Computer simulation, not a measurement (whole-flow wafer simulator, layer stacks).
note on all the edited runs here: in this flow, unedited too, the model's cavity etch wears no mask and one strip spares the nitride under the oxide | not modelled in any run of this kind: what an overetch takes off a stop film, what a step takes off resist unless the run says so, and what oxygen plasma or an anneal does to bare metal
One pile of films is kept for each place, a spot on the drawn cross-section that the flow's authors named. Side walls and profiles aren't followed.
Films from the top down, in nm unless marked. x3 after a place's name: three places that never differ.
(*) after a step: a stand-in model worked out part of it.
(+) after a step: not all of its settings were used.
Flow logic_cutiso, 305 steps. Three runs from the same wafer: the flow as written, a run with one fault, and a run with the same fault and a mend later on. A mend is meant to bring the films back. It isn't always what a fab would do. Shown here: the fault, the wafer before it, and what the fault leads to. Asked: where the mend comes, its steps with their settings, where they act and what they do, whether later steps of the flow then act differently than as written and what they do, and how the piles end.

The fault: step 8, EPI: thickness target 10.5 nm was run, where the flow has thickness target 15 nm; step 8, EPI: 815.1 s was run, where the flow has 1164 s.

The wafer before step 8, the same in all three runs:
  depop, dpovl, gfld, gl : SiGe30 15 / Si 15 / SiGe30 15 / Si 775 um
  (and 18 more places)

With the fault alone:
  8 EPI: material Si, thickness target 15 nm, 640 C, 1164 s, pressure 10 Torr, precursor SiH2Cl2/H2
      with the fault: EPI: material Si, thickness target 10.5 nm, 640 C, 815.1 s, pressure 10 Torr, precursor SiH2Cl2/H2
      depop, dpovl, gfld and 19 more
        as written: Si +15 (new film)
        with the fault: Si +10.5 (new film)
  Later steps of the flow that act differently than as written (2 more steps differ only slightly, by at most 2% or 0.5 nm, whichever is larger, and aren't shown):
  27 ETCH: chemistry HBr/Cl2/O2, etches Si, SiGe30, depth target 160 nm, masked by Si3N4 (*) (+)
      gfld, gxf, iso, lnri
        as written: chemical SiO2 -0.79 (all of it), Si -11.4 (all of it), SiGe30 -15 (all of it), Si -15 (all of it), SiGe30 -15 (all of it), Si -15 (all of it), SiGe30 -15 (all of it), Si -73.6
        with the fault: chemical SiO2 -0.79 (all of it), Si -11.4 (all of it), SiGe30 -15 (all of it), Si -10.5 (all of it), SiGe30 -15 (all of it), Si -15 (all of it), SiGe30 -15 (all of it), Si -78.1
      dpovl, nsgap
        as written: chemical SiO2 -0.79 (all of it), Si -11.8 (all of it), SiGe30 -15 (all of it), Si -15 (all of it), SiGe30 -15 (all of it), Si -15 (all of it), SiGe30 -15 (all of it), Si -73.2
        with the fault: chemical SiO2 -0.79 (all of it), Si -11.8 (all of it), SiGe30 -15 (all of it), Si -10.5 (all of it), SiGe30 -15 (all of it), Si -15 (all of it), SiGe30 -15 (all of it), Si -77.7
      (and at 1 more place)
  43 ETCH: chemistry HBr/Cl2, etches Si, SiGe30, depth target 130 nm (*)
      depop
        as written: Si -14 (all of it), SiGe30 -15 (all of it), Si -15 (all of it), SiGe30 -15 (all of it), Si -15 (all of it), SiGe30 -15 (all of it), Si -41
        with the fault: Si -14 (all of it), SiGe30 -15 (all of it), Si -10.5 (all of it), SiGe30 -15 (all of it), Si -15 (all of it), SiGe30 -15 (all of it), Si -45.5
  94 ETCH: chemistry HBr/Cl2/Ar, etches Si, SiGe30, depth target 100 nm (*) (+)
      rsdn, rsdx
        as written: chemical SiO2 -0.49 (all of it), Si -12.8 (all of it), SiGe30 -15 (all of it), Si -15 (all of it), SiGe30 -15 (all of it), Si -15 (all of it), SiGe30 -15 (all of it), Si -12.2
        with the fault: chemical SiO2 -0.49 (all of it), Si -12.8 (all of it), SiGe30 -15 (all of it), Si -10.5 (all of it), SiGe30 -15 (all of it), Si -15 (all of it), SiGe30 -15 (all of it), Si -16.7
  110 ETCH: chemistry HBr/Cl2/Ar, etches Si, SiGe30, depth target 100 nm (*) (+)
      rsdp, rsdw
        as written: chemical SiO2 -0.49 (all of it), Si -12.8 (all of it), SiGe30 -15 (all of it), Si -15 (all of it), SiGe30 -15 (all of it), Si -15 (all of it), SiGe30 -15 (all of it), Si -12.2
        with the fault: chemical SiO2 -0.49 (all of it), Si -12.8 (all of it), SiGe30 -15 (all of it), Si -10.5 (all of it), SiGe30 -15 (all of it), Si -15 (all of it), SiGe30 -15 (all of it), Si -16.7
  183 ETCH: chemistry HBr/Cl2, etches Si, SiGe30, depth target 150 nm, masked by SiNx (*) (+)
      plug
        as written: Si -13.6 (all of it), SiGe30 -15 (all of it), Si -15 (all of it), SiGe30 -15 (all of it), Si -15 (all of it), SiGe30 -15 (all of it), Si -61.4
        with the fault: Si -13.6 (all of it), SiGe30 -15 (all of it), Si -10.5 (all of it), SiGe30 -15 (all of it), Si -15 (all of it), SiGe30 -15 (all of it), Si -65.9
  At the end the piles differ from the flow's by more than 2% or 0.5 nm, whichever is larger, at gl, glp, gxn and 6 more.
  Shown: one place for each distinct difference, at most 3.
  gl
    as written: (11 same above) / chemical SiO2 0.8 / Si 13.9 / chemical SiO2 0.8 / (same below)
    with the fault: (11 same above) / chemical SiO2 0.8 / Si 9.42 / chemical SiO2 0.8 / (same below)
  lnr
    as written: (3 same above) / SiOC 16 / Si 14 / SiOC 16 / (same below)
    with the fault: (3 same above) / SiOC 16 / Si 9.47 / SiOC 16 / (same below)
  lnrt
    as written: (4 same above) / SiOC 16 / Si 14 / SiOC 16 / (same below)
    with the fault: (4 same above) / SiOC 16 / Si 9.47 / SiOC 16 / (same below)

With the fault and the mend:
  The mend comes after step 8.
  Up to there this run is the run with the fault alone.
  8a EPI: material Si, thickness target 4.5 nm, 640 C, 349.3 s, pressure 10 Torr, precursor SiH2Cl2/H2 (the flow's step 8 once more, with other settings)
      depop, dpovl, gfld and 19 more
        Si +4.5
  No later step of the flow acts differently than as written at any place that is followed.
  At the end the piles are the same as the flow's at every place that both follow.
